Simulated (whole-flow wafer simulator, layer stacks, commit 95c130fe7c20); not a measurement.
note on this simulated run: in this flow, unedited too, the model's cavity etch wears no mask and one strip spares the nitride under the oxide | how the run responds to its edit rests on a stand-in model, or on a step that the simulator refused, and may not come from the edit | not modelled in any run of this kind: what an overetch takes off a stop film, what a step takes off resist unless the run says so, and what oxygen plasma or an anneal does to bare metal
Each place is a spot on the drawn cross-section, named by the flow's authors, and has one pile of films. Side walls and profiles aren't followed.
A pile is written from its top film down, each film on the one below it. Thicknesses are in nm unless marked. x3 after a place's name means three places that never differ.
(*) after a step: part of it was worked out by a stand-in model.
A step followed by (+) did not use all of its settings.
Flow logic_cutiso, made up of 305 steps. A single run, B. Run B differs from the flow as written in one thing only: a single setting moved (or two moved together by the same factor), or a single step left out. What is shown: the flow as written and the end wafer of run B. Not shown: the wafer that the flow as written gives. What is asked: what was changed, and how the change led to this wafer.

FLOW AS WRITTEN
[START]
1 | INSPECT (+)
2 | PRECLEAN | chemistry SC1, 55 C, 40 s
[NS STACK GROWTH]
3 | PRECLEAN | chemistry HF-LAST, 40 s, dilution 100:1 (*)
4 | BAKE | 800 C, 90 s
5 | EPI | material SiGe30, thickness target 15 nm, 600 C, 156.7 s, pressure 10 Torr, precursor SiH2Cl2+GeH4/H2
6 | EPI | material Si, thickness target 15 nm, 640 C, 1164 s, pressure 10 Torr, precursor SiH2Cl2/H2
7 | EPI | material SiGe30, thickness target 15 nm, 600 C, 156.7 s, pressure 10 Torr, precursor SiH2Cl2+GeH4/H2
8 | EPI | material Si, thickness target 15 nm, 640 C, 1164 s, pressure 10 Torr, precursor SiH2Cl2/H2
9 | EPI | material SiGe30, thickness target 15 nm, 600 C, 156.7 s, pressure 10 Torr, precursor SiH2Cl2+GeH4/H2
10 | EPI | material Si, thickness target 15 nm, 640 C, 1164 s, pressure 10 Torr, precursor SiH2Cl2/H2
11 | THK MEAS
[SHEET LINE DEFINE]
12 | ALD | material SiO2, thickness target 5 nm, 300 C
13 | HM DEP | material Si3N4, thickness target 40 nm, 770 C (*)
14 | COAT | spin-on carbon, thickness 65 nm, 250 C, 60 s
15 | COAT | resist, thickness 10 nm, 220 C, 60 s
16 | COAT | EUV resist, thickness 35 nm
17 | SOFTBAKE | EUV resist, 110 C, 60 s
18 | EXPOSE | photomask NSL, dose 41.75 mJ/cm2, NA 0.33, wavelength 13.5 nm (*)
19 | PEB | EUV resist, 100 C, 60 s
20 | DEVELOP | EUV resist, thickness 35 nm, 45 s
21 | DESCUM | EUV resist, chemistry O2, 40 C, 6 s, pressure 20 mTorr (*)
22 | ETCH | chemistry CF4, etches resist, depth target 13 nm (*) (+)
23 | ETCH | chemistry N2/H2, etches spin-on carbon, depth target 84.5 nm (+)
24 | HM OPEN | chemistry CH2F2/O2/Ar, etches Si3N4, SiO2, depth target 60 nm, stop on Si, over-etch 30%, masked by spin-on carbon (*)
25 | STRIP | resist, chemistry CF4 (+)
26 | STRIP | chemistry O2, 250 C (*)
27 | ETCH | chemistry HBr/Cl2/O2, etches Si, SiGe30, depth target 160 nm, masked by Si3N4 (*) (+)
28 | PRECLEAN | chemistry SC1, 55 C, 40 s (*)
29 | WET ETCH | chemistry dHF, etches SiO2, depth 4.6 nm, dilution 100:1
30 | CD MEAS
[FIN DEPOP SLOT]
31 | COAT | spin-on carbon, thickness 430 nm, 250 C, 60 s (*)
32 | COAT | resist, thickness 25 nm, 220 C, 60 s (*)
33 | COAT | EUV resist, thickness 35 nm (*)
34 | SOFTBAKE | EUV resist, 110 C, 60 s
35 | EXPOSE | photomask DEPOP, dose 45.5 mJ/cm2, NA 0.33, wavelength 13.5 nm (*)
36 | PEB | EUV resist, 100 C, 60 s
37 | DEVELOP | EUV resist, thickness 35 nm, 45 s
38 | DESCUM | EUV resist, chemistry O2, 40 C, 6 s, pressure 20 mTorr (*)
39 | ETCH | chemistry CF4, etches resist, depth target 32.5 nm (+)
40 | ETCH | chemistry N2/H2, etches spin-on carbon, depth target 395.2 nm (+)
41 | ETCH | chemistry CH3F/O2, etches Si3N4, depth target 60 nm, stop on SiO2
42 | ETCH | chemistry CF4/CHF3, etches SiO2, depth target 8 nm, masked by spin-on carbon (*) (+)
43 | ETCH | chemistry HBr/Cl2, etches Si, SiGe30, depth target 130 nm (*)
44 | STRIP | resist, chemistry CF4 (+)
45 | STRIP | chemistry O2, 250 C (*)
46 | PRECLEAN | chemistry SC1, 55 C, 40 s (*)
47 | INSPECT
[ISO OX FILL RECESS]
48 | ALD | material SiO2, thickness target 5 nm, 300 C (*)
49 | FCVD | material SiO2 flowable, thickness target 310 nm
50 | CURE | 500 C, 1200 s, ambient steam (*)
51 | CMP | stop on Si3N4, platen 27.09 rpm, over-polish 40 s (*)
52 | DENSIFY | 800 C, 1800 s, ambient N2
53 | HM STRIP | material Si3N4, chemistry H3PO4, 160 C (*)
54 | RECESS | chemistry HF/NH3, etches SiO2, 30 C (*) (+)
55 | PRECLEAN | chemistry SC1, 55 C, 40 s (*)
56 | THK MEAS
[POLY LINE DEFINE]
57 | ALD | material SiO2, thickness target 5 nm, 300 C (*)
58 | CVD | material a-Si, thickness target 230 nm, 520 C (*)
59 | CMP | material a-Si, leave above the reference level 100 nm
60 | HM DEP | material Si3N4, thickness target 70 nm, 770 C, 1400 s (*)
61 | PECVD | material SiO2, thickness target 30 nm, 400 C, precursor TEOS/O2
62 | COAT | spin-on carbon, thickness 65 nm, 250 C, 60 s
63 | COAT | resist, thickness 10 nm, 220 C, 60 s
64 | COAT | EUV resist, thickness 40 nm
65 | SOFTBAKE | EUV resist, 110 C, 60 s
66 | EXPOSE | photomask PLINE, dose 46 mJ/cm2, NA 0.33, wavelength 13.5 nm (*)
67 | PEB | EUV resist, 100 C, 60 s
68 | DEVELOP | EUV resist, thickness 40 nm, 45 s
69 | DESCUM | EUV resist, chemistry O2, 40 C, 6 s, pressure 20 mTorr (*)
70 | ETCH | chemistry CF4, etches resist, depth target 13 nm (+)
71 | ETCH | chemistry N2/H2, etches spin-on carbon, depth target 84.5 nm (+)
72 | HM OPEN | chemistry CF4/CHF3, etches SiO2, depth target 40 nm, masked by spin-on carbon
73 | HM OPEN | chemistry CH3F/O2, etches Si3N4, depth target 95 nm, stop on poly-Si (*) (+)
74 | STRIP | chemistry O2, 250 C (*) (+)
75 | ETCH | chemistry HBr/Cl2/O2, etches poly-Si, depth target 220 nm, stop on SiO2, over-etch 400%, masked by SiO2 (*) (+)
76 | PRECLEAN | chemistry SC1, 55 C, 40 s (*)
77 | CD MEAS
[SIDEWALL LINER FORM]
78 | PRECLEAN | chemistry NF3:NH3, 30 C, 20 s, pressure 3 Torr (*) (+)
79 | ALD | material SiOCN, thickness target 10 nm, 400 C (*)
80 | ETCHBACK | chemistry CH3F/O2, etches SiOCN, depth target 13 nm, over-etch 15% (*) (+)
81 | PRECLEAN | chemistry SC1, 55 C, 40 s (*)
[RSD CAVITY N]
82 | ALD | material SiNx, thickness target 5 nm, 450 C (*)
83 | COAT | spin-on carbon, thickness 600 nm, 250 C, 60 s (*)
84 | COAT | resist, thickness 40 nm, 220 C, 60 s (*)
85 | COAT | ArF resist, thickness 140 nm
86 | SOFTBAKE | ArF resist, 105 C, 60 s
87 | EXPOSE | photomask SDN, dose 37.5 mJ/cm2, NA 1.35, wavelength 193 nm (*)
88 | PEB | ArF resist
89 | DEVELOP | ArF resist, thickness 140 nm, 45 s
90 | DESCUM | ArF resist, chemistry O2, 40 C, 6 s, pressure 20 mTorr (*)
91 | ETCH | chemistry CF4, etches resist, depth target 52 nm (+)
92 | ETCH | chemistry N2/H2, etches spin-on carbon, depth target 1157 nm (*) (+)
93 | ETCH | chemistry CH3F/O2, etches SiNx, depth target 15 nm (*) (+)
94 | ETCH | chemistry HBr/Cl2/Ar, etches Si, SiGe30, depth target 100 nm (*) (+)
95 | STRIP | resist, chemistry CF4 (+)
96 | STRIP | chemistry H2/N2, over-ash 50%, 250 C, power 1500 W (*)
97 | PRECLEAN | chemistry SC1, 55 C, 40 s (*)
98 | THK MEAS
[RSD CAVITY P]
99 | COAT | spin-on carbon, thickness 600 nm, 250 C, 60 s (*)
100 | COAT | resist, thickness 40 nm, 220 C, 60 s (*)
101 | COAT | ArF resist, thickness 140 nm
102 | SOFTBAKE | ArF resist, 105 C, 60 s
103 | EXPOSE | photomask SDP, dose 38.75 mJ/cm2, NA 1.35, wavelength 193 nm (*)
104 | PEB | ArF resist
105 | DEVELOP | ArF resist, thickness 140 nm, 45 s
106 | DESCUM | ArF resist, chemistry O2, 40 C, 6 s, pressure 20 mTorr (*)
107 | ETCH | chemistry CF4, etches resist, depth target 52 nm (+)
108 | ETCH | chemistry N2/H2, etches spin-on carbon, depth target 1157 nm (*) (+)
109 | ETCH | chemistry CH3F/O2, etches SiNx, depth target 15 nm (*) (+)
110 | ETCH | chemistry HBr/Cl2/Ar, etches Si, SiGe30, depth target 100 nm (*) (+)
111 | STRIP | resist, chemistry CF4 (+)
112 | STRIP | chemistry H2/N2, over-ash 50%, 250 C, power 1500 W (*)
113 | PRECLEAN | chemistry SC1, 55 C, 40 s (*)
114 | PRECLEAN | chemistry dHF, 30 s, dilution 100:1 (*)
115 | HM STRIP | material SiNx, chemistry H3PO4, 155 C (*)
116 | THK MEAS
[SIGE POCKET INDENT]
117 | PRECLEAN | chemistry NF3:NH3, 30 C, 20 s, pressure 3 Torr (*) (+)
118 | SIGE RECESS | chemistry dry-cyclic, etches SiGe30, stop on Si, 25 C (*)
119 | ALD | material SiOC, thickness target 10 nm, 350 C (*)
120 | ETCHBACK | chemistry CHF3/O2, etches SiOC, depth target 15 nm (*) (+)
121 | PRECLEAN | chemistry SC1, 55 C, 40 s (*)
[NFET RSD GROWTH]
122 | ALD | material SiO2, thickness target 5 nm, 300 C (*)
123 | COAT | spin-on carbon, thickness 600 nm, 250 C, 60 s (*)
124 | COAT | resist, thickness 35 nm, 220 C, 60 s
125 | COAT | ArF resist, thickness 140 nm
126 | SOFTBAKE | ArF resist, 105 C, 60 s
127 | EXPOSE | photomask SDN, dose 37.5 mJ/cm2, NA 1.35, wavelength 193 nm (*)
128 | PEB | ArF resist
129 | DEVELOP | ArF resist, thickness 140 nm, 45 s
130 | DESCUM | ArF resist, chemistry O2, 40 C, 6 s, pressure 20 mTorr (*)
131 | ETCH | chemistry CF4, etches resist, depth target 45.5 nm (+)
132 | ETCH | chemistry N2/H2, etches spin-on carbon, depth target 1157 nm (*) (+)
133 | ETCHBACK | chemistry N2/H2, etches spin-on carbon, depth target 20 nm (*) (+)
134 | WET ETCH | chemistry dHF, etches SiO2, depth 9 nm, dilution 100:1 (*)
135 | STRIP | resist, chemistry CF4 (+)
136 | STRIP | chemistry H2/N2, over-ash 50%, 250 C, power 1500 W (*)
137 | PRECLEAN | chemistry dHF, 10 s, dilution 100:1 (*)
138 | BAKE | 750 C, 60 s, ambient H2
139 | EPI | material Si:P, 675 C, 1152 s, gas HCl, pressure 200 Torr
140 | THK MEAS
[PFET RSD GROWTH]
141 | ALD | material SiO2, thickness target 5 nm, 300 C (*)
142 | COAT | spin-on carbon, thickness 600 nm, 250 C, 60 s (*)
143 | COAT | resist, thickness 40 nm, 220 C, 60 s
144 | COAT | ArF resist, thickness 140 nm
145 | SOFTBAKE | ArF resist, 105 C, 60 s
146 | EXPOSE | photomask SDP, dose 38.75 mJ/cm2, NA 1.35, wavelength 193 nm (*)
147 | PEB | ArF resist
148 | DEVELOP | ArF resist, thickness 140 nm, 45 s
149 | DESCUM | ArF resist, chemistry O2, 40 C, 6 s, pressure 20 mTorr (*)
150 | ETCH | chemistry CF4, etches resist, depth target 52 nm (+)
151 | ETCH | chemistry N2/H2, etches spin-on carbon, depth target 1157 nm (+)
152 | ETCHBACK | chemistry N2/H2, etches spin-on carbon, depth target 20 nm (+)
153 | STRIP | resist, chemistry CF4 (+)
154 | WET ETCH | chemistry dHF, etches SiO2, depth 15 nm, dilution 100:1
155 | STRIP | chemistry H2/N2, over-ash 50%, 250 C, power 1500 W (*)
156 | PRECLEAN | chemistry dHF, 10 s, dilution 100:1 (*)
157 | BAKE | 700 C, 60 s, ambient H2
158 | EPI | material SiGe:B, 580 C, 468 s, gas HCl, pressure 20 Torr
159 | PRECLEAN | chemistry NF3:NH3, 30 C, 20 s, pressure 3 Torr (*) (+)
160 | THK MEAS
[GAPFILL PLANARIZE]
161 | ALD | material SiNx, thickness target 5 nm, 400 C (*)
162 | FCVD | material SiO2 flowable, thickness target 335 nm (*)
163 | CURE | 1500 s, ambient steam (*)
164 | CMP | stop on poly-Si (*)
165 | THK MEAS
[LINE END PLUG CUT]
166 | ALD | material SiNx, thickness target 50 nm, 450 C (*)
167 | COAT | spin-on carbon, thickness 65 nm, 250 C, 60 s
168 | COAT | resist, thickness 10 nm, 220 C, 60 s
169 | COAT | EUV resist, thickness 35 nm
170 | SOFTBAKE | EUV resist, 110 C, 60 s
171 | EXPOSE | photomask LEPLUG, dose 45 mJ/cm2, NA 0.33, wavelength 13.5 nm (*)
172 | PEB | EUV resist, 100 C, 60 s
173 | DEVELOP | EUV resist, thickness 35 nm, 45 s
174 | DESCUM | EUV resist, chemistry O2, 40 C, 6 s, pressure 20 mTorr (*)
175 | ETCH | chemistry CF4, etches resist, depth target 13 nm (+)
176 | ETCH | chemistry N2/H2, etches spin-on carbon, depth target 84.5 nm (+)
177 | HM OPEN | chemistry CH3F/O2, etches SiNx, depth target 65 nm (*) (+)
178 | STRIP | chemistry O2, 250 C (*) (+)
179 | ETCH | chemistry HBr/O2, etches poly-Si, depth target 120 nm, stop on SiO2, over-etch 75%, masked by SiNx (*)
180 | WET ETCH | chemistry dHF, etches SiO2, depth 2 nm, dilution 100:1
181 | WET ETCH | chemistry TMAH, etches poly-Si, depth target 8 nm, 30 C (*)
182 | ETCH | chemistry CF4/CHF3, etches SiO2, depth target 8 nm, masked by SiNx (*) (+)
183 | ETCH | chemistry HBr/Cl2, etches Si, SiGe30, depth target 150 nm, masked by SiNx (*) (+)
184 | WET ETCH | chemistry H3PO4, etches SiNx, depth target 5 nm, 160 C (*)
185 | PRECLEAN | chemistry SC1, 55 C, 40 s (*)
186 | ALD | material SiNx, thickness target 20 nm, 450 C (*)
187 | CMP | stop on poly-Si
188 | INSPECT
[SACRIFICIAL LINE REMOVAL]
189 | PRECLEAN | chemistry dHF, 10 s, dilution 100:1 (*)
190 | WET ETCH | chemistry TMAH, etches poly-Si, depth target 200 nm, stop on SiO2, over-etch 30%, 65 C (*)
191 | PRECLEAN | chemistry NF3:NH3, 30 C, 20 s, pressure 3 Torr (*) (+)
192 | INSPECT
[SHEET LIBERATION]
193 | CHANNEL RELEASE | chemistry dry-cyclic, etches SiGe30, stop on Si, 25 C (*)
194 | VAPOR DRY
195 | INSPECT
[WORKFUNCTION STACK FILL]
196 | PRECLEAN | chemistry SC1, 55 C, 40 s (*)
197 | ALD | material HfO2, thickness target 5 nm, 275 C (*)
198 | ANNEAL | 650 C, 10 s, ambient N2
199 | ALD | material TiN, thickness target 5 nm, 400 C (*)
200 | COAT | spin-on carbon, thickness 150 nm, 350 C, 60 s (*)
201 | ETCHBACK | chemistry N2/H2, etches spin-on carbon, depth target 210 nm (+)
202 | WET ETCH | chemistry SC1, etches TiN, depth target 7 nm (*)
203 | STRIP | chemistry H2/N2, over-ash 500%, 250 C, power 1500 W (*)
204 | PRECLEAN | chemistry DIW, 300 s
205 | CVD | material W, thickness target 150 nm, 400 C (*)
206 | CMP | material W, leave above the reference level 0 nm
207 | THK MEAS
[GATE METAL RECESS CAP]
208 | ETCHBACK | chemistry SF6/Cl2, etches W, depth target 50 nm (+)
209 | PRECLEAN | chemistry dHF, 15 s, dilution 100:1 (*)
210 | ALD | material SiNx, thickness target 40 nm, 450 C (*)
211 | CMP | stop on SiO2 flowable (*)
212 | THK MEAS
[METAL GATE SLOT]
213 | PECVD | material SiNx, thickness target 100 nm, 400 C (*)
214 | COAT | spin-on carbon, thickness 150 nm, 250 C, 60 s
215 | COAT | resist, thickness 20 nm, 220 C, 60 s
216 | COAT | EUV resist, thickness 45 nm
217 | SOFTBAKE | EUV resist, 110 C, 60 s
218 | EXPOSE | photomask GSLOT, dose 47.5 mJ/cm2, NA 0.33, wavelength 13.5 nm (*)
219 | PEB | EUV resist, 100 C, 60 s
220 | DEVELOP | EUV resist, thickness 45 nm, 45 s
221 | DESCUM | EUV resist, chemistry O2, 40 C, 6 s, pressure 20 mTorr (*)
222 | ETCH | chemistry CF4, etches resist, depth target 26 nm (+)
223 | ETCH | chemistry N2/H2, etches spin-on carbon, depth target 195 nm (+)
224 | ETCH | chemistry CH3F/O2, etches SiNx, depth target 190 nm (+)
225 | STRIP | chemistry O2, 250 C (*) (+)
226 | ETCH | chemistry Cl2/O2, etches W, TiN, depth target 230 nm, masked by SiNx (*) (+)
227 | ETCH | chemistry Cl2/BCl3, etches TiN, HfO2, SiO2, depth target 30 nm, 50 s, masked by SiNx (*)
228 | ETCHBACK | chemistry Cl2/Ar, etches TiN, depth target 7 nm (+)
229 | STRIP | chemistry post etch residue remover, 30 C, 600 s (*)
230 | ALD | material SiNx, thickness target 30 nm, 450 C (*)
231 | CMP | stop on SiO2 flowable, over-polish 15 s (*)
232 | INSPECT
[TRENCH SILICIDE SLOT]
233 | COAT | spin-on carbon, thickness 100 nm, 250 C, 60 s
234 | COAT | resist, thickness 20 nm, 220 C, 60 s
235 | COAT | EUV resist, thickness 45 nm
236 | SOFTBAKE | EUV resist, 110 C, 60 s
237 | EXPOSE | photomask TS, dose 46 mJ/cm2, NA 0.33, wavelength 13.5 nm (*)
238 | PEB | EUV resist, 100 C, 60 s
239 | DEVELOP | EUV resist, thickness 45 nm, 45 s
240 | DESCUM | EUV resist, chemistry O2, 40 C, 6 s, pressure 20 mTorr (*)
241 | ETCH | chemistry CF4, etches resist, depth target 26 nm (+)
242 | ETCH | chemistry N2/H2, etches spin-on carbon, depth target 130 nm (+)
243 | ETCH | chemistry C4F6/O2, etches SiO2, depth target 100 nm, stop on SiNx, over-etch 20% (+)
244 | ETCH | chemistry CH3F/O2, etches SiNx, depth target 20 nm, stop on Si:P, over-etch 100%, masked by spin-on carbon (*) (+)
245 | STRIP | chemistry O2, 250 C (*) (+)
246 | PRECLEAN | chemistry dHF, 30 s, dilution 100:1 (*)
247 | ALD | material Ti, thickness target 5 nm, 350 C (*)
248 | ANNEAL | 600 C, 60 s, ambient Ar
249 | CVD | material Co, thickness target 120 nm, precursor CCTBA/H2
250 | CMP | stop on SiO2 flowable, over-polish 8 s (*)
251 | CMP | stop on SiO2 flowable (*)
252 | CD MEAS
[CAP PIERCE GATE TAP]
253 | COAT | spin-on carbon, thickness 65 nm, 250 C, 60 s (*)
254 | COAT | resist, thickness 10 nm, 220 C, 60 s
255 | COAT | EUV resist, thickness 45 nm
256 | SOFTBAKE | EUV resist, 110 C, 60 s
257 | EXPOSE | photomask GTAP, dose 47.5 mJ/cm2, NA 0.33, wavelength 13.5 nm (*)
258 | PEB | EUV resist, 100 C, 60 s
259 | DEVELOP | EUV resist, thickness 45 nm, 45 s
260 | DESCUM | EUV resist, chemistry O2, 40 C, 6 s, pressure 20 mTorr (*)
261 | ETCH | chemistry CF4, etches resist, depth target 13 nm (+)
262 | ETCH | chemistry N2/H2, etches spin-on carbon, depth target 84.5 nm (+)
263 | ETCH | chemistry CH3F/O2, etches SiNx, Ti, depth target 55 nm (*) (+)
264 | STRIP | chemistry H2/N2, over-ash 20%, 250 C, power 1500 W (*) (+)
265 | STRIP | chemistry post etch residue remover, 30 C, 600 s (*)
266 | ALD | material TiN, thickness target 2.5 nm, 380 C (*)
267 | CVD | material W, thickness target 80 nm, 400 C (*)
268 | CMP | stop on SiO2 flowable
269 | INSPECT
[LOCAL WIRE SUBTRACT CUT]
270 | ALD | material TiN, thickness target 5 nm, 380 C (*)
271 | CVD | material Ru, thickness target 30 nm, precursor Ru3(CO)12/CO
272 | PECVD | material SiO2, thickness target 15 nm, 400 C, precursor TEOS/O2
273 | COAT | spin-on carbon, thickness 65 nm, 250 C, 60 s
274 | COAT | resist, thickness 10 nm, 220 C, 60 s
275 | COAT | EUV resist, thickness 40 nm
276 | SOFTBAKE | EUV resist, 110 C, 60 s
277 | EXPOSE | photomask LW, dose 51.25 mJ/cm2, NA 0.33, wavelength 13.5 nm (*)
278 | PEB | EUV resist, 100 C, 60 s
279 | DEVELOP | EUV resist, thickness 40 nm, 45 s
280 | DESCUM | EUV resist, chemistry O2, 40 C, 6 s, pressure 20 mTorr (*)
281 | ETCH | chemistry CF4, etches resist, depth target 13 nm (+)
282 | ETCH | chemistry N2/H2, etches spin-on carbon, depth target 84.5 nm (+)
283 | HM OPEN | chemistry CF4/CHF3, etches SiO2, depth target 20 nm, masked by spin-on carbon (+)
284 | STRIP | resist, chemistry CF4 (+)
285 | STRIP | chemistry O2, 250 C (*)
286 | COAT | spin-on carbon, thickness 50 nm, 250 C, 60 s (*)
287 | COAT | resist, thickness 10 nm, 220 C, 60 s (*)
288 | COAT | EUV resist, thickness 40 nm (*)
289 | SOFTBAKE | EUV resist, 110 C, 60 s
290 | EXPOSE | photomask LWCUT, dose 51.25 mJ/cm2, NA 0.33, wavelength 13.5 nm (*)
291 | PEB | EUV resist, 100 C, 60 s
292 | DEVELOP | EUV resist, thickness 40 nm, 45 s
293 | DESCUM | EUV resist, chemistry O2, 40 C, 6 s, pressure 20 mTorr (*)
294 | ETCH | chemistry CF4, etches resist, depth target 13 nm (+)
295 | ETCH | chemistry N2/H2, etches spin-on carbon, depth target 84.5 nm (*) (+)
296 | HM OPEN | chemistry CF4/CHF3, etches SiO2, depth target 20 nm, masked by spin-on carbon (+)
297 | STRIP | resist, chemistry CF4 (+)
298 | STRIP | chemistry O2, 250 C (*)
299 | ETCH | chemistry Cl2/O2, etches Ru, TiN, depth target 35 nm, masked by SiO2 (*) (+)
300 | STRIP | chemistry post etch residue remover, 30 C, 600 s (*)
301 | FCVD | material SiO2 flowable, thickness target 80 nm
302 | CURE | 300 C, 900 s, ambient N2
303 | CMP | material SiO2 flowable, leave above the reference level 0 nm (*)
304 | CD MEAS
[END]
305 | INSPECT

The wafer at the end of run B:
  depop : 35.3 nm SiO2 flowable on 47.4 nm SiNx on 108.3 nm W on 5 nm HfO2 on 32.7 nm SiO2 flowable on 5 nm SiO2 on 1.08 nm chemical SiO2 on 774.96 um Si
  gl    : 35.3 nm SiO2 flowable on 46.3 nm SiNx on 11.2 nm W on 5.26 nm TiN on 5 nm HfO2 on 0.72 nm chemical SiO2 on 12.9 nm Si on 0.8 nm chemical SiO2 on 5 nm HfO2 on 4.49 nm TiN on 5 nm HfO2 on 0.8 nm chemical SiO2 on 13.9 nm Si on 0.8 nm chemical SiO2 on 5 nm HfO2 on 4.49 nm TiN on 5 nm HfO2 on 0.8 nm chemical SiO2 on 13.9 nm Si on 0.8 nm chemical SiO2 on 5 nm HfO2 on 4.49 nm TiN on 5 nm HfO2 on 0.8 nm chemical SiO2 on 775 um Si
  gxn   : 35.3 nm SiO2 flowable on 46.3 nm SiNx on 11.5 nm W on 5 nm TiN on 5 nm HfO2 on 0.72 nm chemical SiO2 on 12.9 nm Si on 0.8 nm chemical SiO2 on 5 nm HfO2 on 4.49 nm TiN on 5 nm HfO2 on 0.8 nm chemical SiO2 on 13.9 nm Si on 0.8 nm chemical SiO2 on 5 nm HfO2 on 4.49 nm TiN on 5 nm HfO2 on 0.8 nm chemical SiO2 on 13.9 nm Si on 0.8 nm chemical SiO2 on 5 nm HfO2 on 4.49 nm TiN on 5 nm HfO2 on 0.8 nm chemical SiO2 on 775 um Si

What caused this: step 208, ETCHBACK: depth target 70 nm was run, though the flow has depth target 50 nm.

The path from the change to this, step by step:
  208 | ETCHBACK | chemistry SF6/Cl2, etches W, depth target 50 nm (+)
      depop, dpovl, gfld and 9 more: -70 W (as written it would have been: -50 W)
      iso, rsdn, rsdp, rsdw, rsdx: -7 SiO2 flowable (as written it would have been: -5 SiO2 flowable)
      (and at 5 other places as well)
  210 | ALD | material SiNx, thickness target 40 nm, 450 C (*)
      gfld, gl, glp, gxf, gxn, gxp, tap: +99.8 SiNx (new film) (as written it would have been: +82.6 SiNx (new film))
      plug: +44.7 SiNx (as written it would have been: +42.5 SiNx)
  211 | CMP | stop on SiO2 flowable (*)
      depop, dpovl, isow, ns, nsgap: nothing (as written it would have been: -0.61 SiNx)
      gfld, gl, glp, gxf, gxn, gxp, tap: -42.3 SiNx (as written it would have been: -43.2 SiNx)
      (and at 5 other places as well)
  224 | ETCH | chemistry CH3F/O2, etches SiNx, depth target 190 nm (+)
      gfld: -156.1 SiNx (all of it), -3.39 W (as written it would have been: -138.1 SiNx (all of it), -5.19 W)
  226 | ETCH | chemistry Cl2/O2, etches W, TiN, depth target 230 nm, masked by SiNx (*) (+)
      depop, dpovl, gl and 18 more: -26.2 SiNx (as written it would have been: -30.8 SiNx)
      gfld: -97.2 W (all of it), -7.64 TiN (all of it), -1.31 HfO2 (as written it would have been: -115.4 W (all of it), -7.64 TiN (all of it), -1.54 HfO2)
  231 | CMP | stop on SiO2 flowable, over-polish 15 s (*)
      gfld, gl, glp, gxf, gxn, gxp, plug, tap: -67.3 SiNx (as written it would have been: -62.7 SiNx)
      depop, dpovl, isow, ns, nsgap: -49.9 SiNx (as written it would have been: -62.7 SiNx)
      (and at 9 other places as well)
  243 | ETCH | chemistry C4F6/O2, etches SiO2, depth target 100 nm, stop on SiNx, over-etch 20% (+)
      rsdn, rsdp, rsdw: -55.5 SiO2 flowable (all of it) (as written it would have been: -57.5 SiO2 flowable (all of it))
  246 | PRECLEAN | chemistry dHF, 30 s, dilution 100:1 (*)
      depop, dpovl, isow, ns, nsgap: -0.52 SiNx (as written it would have been: -1.08 SiNx)
  251 | CMP | stop on SiO2 flowable (*)
      rsdx: -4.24 Ti (as written it would have been: -5 Ti (all of it))
      gfld, gl, glp, gxf, gxn, gxp, plug, tap: -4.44 SiNx (as written it would have been: -5 SiNx)
      (and at 8 other places as well)
  263 | ETCH | chemistry CH3F/O2, etches SiNx, Ti, depth target 55 nm (*) (+)
      glp, lnrp, lnrt, plug, rsdn, rsdp, rsdw: -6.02 resist (all of it), -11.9 spin-on carbon (as written it would have been: -6.02 resist (all of it), -6.48 spin-on carbon)
      depop, dpovl, gl, isow, ns, nsgap: -6.03 resist (all of it), -11.8 spin-on carbon (as written it would have been: -6.03 resist (all of it), -6.46 spin-on carbon)
      (and at 9 other places as well)
  264 | STRIP | chemistry H2/N2, over-ash 20%, 250 C, power 1500 W (*) (+)
      gfld, gl, gxf, gxn, gxp, lnr, lnri, lnrp: -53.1 spin-on carbon (all of it) (as written it would have been: -58.4 spin-on carbon (all of it))
      glp, lnrt, plug, rsdn, rsdp, rsdw: -53 spin-on carbon (all of it) (as written it would have been: -58.4 spin-on carbon (all of it))
      (and at 7 other places as well)
  265 | STRIP | chemistry post etch residue remover, 30 C, 600 s (*)
      rsdx: -0.76 Ti (all of it) (as written it would have been: nothing)
      iso: -1.17 Ti (all of it) (as written it would have been: -0.66 Ti (all of it))
  267 | CVD | material W, thickness target 80 nm, 400 C (*)
      tap: +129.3 W (new film) (as written it would have been: +111.4 W (new film))
  268 | CMP | stop on SiO2 flowable
      depop, dpovl, gfld and 9 more: -80.2 W (all of it), -2.5 TiN (all of it), -1.54 SiNx (as written it would have been: -80.2 W (all of it), -2.5 TiN (all of it), -0.98 SiNx)
      lnr, lnri, lnrp, lnrt: -80 W (all of it), -2.5 TiN (all of it), -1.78 SiOCN (as written it would have been: -80 W (all of it), -2.5 TiN (all of it), -1.22 SiOCN)
      (and at 3 other places as well)
